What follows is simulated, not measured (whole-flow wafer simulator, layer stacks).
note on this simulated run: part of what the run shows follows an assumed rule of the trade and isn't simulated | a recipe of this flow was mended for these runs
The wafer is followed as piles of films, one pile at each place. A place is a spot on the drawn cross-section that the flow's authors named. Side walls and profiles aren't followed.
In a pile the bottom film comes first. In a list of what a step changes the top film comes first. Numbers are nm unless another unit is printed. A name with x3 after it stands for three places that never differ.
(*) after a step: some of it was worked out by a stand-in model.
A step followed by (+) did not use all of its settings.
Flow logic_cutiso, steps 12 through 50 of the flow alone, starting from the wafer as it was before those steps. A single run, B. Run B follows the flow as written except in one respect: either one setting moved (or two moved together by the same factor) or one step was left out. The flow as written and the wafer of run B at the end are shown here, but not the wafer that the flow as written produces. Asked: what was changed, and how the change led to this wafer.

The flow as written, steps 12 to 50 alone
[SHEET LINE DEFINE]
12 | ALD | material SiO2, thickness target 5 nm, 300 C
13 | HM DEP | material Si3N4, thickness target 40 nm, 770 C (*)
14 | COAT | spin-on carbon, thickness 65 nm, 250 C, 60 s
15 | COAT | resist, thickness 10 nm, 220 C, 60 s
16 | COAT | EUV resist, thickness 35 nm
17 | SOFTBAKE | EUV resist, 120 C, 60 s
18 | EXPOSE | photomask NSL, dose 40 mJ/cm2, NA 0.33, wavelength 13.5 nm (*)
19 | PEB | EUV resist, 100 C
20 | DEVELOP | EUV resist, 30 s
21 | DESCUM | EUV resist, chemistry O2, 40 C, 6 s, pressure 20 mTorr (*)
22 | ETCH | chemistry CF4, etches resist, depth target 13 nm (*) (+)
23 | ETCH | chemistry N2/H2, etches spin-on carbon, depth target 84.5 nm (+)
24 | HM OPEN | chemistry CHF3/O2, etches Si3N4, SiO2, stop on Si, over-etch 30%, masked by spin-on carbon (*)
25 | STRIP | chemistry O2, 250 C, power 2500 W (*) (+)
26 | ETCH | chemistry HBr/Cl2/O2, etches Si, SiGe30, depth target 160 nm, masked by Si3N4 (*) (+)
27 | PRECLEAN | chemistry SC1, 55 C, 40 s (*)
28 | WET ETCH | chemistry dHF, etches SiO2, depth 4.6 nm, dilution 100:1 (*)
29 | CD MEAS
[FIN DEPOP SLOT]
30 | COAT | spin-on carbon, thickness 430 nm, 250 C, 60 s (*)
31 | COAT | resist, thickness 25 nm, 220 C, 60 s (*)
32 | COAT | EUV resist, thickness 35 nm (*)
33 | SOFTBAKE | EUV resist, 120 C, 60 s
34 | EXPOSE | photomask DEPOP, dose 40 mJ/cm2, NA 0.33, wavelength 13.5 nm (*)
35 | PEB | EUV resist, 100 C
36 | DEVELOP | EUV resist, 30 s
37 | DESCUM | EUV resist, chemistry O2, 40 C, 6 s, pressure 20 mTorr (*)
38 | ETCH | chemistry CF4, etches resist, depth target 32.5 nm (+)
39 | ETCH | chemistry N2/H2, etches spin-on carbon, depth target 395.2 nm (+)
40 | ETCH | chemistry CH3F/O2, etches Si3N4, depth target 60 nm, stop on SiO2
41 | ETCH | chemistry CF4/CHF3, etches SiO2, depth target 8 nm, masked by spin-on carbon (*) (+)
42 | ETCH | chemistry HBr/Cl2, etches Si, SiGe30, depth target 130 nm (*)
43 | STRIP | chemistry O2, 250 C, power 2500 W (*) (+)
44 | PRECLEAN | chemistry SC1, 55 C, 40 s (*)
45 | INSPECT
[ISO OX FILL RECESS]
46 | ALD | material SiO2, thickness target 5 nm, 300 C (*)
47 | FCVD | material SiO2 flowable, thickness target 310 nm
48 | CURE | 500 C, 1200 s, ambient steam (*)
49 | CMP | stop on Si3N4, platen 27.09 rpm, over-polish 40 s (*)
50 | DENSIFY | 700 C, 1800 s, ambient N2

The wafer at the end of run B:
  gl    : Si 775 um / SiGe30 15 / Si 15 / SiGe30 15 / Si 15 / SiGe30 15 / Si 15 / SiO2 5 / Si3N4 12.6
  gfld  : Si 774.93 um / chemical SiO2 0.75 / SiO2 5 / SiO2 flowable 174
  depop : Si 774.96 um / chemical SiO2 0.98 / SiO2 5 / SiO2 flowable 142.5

Cause: step 13, HM DEP: thickness target 31.4 nm was run, though the flow has thickness target 40 nm.

How this came from the change, step by step:
  13 | HM DEP | material Si3N4, thickness target 40 nm, 770 C (*)
      depop, dpovl, gfld and 19 more: Si3N4 gains 31.4 (new film) (as written it would have been: Si3N4 gains 40 (new film))
  24 | HM OPEN | chemistry CHF3/O2, etches Si3N4, SiO2, stop on Si, over-etch 30%, masked by spin-on carbon (*)
      depop, gl, glp and 12 more: resist loses 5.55 (all of it), spin-on carbon loses 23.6 (as written it would have been: resist loses 5.55 (all of it), spin-on carbon loses 31.1)
      dpovl, gfld, gxf, iso, isow, lnri, nsgap: Si3N4 loses 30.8 (all of it), SiO2 loses 5 (all of it), Si loses 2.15 (as written it would have been: Si3N4 loses 39.4 (all of it), SiO2 loses 5 (all of it), Si loses 2.67)
  25 | STRIP | chemistry O2, 250 C, power 2500 W (*) (+)
      depop, gl, glp and 12 more: spin-on carbon loses 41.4 (all of it) (as written it would have been: spin-on carbon loses 33.9 (all of it))
  40 | ETCH | chemistry CH3F/O2, etches Si3N4, depth target 60 nm, stop on SiO2
      gfld, gl, glp and 17 more: resist loses 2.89 (as written it would have been: resist loses 4.6)
      depop: Si3N4 loses 13.5 (all of it), SiO2 loses 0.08 (as written it would have been: Si3N4 loses 22 (all of it), SiO2 loses 0.08)
      (also at 1 further place)
  41 | ETCH | chemistry CF4/CHF3, etches SiO2, depth target 8 nm, masked by spin-on carbon (*) (+)
      gfld: resist loses 8 (as written it would have been: resist loses 7.79 (all of it), spin-on carbon loses 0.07)
      gl: resist loses 8.29 (all of it) (as written it would have been: resist loses 6.59 (all of it), spin-on carbon loses 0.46)
      (also at 18 further places)
  42 | ETCH | chemistry HBr/Cl2, etches Si, SiGe30, depth target 130 nm (*)
      gfld: resist loses 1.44 (all of it), spin-on carbon loses 30 (as written it would have been: spin-on carbon loses 32)
      gxf: resist loses 1.13 (all of it), spin-on carbon loses 30.4 (as written it would have been: spin-on carbon loses 32)
      (also at 6 further places)
  43 | STRIP | chemistry O2, 250 C, power 2500 W (*) (+)
      ns: spin-on carbon loses 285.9 (all of it) (as written it would have been: spin-on carbon loses 279.8 (all of it))
  47 | FCVD | material SiO2 flowable, thickness target 310 nm
      ns: SiO2 flowable gains 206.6 (new film) (as written it would have been: SiO2 flowable gains 201.1 (new film))
  49 | CMP | stop on Si3N4, platen 27.09 rpm, over-polish 40 s (*)
      isow, nsgap: SiO2 flowable loses 205.5 (as written it would have been: SiO2 flowable loses 200.2)
      depop: SiO2 flowable loses 205.7 (as written it would have been: SiO2 flowable loses 200.4)
      (also at 2 further places)
